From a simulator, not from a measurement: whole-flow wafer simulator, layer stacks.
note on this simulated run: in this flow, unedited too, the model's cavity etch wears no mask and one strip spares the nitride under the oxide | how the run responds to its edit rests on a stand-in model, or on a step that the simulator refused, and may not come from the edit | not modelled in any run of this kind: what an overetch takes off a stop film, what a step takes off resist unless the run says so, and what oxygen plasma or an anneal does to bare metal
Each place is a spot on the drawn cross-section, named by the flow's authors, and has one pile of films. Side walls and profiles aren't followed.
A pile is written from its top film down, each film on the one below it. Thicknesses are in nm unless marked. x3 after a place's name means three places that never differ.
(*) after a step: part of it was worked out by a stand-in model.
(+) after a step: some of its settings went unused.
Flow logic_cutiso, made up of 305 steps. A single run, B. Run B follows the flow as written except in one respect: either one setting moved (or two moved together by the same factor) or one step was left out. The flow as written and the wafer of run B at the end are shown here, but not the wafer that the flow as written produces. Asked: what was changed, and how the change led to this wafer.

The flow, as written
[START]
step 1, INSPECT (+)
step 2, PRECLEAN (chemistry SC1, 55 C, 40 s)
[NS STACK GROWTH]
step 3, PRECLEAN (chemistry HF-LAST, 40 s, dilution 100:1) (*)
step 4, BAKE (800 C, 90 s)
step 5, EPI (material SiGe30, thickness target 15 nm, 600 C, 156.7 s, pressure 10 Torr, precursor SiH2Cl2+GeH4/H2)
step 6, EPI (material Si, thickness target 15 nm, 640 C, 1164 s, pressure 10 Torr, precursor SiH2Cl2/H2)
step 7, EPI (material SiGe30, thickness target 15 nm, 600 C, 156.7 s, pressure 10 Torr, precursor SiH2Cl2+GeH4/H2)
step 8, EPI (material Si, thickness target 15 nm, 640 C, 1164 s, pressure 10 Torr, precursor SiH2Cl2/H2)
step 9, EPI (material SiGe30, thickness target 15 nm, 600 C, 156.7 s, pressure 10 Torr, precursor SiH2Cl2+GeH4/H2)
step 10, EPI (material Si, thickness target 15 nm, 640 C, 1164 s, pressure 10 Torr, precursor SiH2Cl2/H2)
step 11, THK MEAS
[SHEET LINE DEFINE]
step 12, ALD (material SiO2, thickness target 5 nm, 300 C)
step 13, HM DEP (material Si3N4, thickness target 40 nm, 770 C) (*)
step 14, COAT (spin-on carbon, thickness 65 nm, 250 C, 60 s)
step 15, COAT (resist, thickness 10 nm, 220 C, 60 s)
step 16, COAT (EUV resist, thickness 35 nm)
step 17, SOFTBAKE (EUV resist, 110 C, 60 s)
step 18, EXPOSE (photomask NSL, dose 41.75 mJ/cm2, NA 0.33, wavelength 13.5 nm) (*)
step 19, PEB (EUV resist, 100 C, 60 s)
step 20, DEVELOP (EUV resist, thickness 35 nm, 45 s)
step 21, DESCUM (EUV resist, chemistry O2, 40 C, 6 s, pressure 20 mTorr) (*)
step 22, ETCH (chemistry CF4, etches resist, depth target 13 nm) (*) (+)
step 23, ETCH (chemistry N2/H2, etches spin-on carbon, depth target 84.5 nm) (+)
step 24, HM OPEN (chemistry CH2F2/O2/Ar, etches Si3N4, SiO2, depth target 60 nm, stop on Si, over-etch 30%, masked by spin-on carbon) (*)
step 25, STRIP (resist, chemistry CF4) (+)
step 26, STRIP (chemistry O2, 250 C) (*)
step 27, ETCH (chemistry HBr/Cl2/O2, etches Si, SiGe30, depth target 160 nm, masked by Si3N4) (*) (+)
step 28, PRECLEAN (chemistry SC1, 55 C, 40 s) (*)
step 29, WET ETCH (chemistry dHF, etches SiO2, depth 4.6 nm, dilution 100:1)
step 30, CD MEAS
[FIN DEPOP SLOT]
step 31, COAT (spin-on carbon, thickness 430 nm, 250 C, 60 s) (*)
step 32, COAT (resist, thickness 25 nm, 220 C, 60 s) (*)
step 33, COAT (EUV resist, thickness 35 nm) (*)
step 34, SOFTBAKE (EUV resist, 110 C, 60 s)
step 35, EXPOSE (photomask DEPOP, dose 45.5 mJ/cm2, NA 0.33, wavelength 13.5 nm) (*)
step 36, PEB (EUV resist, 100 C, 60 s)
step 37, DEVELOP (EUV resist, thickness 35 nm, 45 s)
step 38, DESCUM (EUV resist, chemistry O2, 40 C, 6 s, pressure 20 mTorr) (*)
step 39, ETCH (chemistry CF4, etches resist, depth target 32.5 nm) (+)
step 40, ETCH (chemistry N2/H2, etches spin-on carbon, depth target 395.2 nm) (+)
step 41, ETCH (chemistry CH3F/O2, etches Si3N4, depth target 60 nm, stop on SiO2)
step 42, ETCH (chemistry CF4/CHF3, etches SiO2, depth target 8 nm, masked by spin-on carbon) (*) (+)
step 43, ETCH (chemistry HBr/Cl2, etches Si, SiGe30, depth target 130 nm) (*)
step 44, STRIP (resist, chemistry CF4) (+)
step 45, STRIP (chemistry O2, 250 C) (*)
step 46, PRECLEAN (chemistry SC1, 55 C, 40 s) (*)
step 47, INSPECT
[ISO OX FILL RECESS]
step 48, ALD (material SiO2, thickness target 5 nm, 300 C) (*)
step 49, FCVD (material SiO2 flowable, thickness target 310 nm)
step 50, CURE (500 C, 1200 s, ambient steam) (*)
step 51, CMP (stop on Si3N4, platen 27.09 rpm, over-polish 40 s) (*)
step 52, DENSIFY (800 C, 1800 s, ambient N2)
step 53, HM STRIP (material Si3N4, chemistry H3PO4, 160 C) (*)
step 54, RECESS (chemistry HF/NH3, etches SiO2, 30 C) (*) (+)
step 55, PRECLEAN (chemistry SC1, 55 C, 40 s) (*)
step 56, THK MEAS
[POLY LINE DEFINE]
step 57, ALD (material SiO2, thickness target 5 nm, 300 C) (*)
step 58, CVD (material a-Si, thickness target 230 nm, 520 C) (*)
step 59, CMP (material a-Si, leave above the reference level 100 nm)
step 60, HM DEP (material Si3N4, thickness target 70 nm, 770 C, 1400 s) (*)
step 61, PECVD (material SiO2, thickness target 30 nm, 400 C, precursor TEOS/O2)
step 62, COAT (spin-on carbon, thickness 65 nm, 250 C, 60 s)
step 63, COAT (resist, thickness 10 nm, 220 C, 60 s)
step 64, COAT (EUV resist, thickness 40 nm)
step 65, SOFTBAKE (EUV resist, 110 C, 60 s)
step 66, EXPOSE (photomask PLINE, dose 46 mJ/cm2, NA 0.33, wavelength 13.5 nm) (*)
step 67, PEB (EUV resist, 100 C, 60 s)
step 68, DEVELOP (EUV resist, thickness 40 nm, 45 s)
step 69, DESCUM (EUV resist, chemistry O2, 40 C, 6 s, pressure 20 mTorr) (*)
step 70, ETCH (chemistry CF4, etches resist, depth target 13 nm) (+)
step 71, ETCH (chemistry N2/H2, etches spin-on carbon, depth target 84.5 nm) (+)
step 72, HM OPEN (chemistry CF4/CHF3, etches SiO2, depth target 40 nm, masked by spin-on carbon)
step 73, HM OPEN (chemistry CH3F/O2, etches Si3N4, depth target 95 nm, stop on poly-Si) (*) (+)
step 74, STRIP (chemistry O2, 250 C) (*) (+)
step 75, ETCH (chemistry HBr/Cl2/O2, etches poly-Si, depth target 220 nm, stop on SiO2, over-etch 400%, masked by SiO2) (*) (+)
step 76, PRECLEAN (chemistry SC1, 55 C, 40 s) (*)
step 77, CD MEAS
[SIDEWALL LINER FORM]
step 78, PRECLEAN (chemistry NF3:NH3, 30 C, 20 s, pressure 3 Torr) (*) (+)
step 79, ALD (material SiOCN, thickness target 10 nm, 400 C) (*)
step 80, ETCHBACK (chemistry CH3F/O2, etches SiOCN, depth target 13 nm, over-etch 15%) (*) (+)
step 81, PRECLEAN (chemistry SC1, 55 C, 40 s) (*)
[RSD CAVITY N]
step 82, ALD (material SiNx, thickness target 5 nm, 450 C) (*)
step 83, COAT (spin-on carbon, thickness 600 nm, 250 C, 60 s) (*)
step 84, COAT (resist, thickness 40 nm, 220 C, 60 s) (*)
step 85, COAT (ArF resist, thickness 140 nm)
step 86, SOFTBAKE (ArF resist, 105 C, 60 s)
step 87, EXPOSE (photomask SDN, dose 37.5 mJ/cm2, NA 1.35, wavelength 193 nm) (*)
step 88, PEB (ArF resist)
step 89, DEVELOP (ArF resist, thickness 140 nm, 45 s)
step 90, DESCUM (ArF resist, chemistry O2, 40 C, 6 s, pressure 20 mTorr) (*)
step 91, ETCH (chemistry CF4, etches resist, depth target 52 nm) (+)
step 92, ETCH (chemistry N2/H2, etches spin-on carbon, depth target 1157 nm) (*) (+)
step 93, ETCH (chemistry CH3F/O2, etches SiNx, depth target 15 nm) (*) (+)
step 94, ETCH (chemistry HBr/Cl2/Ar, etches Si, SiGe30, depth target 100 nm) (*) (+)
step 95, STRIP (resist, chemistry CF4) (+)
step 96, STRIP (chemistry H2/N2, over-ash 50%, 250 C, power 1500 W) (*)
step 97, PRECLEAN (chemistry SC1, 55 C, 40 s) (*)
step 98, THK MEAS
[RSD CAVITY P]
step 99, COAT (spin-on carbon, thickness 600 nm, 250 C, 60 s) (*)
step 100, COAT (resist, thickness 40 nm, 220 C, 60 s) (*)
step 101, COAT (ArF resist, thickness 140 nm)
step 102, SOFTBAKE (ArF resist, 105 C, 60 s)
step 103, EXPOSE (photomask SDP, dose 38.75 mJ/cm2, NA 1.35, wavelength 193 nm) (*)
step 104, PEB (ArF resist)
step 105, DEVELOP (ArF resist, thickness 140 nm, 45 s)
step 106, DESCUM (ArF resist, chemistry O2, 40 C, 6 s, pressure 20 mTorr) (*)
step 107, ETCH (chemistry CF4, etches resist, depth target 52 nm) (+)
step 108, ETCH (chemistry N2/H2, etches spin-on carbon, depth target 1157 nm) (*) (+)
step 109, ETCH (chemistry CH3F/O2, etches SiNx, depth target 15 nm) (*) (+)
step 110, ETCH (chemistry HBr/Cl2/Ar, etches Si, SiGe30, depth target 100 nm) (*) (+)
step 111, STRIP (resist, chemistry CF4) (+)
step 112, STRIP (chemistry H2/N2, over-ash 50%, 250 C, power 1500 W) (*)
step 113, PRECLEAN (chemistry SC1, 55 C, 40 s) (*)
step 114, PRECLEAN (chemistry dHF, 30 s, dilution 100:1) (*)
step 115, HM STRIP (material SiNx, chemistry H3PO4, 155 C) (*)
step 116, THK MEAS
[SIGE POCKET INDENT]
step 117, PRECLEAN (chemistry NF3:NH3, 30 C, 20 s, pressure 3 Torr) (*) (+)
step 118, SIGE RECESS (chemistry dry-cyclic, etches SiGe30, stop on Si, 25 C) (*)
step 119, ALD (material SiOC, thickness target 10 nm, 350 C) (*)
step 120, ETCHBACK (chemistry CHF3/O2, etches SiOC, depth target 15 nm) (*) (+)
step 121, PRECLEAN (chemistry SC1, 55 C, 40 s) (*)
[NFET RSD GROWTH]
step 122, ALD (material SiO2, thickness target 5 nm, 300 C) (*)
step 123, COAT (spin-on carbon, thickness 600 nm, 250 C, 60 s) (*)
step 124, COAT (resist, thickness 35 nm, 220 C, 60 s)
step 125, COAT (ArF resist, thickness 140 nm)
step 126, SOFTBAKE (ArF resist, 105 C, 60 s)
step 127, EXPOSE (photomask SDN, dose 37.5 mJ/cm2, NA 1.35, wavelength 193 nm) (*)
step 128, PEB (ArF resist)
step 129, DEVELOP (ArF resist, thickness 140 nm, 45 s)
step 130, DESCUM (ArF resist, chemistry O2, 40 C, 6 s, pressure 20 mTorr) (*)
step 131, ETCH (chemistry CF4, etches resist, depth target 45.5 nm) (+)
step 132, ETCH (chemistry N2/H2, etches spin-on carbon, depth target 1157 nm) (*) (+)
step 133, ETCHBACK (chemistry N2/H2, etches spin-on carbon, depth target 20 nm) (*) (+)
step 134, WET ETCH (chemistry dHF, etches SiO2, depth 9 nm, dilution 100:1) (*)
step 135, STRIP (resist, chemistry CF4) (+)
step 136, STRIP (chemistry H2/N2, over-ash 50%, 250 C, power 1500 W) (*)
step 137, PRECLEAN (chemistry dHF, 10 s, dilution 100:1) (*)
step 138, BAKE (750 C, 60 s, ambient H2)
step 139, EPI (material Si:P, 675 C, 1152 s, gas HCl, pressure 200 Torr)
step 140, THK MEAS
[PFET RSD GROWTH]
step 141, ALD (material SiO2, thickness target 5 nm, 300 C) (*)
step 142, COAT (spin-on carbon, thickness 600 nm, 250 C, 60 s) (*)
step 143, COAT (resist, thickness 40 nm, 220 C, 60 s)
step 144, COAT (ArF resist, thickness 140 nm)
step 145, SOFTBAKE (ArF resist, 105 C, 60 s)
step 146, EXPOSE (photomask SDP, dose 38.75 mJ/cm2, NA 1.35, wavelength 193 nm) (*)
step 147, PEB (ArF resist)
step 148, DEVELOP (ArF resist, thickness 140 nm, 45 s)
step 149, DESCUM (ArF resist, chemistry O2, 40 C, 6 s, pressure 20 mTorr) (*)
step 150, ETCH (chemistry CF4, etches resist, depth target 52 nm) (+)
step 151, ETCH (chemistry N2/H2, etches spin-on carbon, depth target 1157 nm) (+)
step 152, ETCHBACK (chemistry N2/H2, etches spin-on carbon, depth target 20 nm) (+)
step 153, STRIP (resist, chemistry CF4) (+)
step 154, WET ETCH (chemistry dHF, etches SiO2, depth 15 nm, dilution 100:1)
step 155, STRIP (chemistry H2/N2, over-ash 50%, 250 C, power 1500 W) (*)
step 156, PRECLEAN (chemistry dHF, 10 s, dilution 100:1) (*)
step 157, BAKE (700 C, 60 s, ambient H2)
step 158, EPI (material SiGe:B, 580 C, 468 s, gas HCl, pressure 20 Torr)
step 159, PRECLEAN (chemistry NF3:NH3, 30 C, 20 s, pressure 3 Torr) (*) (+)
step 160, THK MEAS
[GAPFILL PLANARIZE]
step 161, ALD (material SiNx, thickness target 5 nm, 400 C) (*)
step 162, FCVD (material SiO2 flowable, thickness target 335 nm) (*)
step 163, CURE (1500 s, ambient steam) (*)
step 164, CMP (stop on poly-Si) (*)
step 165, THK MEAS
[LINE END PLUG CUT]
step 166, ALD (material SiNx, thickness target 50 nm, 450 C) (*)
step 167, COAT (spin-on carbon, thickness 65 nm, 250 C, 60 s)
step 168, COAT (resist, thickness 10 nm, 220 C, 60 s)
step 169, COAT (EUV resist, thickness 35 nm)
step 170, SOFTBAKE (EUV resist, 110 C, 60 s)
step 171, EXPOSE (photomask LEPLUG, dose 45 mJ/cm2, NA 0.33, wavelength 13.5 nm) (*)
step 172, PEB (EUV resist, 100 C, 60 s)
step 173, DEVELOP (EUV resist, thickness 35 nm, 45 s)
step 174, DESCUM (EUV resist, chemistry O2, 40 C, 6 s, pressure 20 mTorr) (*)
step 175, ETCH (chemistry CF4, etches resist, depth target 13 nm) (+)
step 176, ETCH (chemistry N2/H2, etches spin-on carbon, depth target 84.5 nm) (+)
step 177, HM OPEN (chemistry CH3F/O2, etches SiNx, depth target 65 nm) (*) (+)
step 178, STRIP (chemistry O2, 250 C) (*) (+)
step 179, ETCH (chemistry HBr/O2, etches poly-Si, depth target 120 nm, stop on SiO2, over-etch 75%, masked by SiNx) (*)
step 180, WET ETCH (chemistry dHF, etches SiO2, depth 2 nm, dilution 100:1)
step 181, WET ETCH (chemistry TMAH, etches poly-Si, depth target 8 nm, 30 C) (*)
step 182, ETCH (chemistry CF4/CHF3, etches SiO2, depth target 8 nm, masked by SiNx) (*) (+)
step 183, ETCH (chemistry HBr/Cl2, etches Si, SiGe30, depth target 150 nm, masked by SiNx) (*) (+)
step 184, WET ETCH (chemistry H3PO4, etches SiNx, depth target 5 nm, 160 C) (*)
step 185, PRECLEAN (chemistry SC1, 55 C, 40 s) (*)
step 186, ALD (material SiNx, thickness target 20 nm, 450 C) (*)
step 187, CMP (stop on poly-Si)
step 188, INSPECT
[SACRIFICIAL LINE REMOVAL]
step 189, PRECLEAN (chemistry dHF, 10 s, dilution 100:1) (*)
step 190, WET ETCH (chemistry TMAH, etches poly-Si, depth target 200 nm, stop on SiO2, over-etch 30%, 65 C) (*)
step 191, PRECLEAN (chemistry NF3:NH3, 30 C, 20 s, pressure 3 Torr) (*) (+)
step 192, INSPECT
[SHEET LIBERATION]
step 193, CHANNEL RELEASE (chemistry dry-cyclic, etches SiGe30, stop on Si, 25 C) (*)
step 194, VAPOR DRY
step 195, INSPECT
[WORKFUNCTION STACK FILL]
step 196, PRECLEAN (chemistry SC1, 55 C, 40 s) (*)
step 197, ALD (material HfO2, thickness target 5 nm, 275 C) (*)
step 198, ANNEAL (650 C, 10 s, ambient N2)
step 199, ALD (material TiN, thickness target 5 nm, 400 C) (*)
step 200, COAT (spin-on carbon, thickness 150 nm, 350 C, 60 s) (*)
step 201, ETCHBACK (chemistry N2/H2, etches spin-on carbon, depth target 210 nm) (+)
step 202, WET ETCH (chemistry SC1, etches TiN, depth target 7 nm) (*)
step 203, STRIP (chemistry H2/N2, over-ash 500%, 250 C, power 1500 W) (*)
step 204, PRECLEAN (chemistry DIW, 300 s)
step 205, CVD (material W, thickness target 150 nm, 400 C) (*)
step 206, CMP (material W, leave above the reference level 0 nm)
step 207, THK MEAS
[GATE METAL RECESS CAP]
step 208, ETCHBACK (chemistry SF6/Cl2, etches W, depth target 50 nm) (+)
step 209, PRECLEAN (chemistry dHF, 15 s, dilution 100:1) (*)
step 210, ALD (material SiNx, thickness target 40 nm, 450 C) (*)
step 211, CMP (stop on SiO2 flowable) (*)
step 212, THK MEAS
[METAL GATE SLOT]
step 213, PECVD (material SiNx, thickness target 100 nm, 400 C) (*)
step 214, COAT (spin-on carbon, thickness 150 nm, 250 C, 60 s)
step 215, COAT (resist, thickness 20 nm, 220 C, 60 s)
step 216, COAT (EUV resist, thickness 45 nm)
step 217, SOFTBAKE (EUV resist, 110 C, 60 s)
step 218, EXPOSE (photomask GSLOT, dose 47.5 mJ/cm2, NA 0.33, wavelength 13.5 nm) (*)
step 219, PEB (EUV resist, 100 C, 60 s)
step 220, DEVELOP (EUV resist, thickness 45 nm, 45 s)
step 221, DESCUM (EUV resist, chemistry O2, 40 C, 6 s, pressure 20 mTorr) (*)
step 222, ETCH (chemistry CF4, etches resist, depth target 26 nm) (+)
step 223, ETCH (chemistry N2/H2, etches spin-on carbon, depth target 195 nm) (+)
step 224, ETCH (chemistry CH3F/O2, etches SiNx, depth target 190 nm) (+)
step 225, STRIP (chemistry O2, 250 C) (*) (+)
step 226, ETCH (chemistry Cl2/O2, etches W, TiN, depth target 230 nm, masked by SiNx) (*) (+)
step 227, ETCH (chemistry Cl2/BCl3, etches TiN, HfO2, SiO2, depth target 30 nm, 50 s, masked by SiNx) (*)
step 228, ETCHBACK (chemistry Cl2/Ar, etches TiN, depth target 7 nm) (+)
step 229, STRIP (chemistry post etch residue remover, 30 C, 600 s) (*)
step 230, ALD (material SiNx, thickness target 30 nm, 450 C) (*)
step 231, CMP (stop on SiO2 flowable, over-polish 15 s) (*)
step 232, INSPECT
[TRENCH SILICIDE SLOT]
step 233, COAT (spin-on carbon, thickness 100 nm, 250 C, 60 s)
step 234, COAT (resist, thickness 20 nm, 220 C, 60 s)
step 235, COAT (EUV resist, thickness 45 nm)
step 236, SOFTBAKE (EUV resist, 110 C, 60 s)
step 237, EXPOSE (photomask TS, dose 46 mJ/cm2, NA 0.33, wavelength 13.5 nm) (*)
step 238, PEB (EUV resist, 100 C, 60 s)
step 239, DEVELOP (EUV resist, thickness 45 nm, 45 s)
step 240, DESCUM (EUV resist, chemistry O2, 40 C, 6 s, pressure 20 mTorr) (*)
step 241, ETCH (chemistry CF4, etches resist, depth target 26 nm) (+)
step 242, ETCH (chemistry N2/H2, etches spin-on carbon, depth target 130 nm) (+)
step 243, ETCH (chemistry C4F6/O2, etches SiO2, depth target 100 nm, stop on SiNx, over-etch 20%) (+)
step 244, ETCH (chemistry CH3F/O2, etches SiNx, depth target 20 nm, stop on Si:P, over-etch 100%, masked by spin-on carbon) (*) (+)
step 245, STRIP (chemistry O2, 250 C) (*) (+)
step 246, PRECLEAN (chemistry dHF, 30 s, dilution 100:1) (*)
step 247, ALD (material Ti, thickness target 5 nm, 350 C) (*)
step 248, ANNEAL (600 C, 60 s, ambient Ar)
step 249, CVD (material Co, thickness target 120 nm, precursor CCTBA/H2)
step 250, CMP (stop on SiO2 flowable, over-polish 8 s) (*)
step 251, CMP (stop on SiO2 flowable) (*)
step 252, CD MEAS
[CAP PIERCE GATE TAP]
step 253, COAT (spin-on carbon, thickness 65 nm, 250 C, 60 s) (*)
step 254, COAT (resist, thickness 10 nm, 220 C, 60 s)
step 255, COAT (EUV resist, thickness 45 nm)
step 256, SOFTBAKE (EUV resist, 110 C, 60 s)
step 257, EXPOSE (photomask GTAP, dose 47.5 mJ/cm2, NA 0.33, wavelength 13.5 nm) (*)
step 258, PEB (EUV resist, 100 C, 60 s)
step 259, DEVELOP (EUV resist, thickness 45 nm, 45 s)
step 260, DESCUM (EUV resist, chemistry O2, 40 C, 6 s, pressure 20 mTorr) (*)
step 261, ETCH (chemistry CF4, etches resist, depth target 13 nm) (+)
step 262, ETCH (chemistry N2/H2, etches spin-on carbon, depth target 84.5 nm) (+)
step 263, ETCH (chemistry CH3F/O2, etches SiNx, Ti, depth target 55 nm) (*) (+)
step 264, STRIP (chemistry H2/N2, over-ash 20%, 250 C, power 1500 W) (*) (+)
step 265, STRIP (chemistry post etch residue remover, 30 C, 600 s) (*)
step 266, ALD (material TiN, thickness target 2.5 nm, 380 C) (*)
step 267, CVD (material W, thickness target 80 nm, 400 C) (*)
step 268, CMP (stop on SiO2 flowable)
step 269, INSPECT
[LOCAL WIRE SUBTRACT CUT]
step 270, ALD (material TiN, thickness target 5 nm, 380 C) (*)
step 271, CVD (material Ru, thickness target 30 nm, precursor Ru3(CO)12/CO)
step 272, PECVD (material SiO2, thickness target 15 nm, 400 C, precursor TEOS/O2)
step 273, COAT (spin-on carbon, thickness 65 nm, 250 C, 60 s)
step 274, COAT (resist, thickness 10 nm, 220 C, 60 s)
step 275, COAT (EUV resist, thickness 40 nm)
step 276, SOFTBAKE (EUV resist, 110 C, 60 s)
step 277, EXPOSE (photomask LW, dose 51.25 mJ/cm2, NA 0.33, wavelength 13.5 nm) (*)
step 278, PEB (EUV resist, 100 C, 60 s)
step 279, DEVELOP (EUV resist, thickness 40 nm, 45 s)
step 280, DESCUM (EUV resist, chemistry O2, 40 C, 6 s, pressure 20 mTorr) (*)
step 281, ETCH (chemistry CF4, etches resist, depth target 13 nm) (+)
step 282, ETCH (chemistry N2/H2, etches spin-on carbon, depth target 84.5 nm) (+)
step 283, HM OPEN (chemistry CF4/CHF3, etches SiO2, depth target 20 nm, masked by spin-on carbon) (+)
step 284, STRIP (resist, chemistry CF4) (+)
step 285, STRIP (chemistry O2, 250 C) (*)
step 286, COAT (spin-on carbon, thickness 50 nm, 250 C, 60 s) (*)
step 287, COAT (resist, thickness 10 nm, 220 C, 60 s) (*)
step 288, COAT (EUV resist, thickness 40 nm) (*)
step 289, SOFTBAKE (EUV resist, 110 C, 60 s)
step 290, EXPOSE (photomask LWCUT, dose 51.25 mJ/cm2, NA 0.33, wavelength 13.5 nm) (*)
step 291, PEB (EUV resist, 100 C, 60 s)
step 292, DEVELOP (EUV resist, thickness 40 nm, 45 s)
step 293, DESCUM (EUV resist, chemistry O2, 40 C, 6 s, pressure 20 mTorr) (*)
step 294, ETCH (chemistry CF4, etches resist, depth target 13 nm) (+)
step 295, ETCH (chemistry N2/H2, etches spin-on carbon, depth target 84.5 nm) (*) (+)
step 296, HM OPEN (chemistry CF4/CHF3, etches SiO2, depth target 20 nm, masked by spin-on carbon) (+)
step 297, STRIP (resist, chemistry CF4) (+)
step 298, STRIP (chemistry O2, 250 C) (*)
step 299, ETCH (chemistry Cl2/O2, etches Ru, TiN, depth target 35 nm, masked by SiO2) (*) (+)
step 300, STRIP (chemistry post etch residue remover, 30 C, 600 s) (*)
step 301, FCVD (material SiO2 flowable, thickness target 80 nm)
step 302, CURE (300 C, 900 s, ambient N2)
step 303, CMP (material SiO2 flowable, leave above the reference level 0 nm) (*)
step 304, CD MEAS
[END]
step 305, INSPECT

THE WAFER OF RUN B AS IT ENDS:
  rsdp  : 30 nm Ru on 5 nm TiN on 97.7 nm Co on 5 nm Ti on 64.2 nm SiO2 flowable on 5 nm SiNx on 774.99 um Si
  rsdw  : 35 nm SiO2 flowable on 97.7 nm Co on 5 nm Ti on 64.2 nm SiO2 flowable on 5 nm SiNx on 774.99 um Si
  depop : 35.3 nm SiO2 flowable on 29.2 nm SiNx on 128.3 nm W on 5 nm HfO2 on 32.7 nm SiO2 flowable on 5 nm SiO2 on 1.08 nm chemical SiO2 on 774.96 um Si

What caused this: step 158, EPI: material SiGe:B, 580 C, 468 s, gas HCl, pressure 20 Torr, was not run.

How this came from the change, step by step:
  step 162, FCVD (material SiO2 flowable, thickness target 335 nm) (*)
      gfld, gxf, plug: +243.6 SiO2 flowable (new film) (it would be, as written: +259.3 SiO2 flowable (new film))
      lnr, lnrt: +252.6 SiO2 flowable (new film) (it would be, as written: +268.4 SiO2 flowable (new film))
      (as well as at 12 more places)
  step 164, CMP (stop on poly-Si) (*)
      iso, rsdn, rsdp, rsdx: -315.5 SiO2 flowable (it would be, as written: -331 SiO2 flowable)
      gfld, gxf: -236.3 SiO2 flowable (all of it), -5 SiNx (all of it), -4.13 SiO2 (all of it), -70 Si3N4 (all of it) (it would be, as written: -251.9 SiO2 flowable (all of it), -5 SiNx (all of it), -4.13 SiO2 (all of it), -70 Si3N4 (all of it))
      (as well as at 11 more places)
  step 243, ETCH (chemistry C4F6/O2, etches SiO2, depth target 100 nm, stop on SiNx, over-etch 20%) (+)
      rsdp, rsdw: -100 SiO2 flowable (it would be, as written: -57.5 SiO2 flowable (all of it))
      depop, dpovl, gfld and 16 more: -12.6 resist (all of it), -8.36 spin-on carbon (it would be, as written: -12.6 resist (all of it), -5.26 spin-on carbon)
  step 244, ETCH (chemistry CH3F/O2, etches SiNx, depth target 20 nm, stop on Si:P, over-etch 100%, masked by spin-on carbon) (*) (+)
      rsdp, rsdw: -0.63 SiO2 flowable (it would be, as written: -5 SiNx (all of it))
  step 245, STRIP (chemistry O2, 250 C) (*) (+)
      rsdp, rsdw: nothing (it would be, as written: +1.1 chemical SiO2 (new film), -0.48 SiGe:B)
      depop, dpovl, gfld and 15 more: -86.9 spin-on carbon (all of it) (it would be, as written: -90 spin-on carbon (all of it))
      (as well as at 1 more place)
  step 246, PRECLEAN (chemistry dHF, 30 s, dilution 100:1) (*)
      rsdp, rsdw: -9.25 SiO2 flowable (it would be, as written: -1.1 chemical SiO2 (all of it))
  step 248, ANNEAL (600 C, 60 s, ambient Ar)
      rsdp, rsdw: nothing (it would be, as written: +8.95 Ti(SiGe45) first (new film), -5 Ti (all of it), -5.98 SiGe:B)
  step 249, CVD (material Co, thickness target 120 nm, precursor CCTBA/H2)
      rsdp, rsdw: +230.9 Co (new film) (it would be, as written: +186 Co (new film))
  step 251, CMP (stop on SiO2 flowable) (*)
      iso: -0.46 Co (all of it), -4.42 Ti (it would be, as written: -1.22 Co (all of it), -4.34 Ti)
